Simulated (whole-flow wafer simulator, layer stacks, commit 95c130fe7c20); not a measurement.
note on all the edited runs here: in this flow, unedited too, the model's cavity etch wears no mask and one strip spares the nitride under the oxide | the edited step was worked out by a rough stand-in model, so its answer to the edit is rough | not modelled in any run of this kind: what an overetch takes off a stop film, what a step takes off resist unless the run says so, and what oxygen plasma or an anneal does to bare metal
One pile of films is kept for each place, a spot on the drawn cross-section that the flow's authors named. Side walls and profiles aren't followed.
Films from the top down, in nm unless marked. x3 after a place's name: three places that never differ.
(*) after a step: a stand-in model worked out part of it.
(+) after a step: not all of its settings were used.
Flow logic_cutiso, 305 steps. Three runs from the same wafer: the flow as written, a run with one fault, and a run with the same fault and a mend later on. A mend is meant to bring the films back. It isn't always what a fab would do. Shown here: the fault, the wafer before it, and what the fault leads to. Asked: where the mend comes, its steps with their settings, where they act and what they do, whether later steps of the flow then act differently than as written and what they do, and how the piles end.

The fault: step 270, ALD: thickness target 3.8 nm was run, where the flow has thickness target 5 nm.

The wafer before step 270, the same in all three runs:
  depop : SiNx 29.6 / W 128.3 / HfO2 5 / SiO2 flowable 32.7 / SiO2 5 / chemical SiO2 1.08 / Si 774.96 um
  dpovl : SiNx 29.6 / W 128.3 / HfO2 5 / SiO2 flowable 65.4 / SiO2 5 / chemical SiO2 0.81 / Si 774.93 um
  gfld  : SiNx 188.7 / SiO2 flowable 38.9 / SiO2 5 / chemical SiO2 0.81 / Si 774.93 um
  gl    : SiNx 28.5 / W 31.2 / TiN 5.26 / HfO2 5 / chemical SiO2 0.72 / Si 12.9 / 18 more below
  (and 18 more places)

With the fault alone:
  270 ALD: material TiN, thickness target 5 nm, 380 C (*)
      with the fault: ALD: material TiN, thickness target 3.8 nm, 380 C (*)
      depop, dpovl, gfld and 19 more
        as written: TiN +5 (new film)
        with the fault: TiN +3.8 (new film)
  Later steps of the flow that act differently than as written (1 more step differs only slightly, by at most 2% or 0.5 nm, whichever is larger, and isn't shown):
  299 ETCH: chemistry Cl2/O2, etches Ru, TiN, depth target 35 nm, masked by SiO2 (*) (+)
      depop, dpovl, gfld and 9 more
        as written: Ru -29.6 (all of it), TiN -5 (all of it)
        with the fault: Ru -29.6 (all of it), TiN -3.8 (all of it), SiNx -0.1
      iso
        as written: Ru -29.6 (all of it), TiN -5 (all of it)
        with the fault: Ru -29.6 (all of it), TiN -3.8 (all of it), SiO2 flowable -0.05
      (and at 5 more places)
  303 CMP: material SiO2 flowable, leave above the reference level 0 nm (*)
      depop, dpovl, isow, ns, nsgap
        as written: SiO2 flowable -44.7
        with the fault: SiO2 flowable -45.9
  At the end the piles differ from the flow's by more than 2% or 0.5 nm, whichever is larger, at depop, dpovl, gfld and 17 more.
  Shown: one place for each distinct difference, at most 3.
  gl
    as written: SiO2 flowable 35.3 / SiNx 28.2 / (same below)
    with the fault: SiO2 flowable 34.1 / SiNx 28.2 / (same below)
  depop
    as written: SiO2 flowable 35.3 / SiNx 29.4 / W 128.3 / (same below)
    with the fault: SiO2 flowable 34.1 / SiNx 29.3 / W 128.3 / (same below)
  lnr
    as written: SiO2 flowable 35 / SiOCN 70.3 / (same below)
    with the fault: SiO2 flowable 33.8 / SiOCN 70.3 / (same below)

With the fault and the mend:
  The mend comes after step 270.
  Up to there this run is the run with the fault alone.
  270a ALD: material TiN, thickness target 1.2 nm, 380 C (*) (the flow's step 270 once more, with other settings)
      depop, dpovl, gfld and 19 more
        TiN +1.2
  No later step of the flow acts differently than as written at any place that is followed.
  At the end the piles are the same as the flow's at every place that both follow.
